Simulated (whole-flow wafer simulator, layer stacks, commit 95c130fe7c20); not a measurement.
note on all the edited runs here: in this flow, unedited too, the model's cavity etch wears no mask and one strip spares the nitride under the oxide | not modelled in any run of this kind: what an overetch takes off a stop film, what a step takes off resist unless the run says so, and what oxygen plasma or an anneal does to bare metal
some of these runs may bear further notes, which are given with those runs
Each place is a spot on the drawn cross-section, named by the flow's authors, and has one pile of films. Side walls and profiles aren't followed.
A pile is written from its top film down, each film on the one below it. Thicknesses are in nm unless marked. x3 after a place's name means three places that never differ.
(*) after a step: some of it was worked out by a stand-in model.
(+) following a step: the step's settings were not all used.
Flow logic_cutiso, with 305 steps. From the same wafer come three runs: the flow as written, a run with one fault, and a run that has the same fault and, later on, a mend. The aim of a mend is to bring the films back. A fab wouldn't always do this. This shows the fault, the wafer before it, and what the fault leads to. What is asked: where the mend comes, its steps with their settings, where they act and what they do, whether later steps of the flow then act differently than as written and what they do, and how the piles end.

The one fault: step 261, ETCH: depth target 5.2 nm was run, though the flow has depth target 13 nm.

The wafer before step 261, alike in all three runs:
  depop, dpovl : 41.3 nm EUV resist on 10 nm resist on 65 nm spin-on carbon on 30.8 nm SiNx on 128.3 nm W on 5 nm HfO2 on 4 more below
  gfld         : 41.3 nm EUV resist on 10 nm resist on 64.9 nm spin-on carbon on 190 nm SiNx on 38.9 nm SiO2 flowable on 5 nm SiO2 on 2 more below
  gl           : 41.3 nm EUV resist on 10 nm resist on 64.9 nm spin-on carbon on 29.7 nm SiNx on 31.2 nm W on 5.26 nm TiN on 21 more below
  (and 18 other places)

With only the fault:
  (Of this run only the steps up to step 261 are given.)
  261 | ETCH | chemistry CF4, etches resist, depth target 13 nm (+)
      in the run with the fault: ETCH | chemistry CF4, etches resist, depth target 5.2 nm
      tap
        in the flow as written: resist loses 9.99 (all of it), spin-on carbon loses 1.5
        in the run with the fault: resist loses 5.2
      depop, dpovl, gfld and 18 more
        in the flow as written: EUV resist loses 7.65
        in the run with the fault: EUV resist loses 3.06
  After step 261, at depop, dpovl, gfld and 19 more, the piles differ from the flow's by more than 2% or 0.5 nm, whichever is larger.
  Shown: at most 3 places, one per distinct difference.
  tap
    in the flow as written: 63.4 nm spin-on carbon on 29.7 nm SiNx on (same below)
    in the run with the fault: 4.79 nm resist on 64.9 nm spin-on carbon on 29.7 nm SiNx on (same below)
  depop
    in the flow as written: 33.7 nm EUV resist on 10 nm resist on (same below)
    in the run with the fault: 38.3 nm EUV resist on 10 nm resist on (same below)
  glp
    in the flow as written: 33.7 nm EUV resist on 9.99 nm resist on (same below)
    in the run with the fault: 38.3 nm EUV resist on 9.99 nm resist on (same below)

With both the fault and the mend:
  After step 261 comes the mend.
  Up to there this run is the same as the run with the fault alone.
  261a | ETCH | chemistry CF4, etches resist, depth target 7.8 nm (*) (+) (a further turn of the flow's step 261, with different settings)
      depop, dpovl, gfld and 18 more
        EUV resist loses 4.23
      tap
        resist loses 4.79 (all of it), spin-on carbon loses 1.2
  None of the later steps of the flow differs from how it acts as written, at any place that is followed, by more than 2% or 0.5 nm, whichever is larger.
  At every place that both follow, the piles at the end match the flow's.
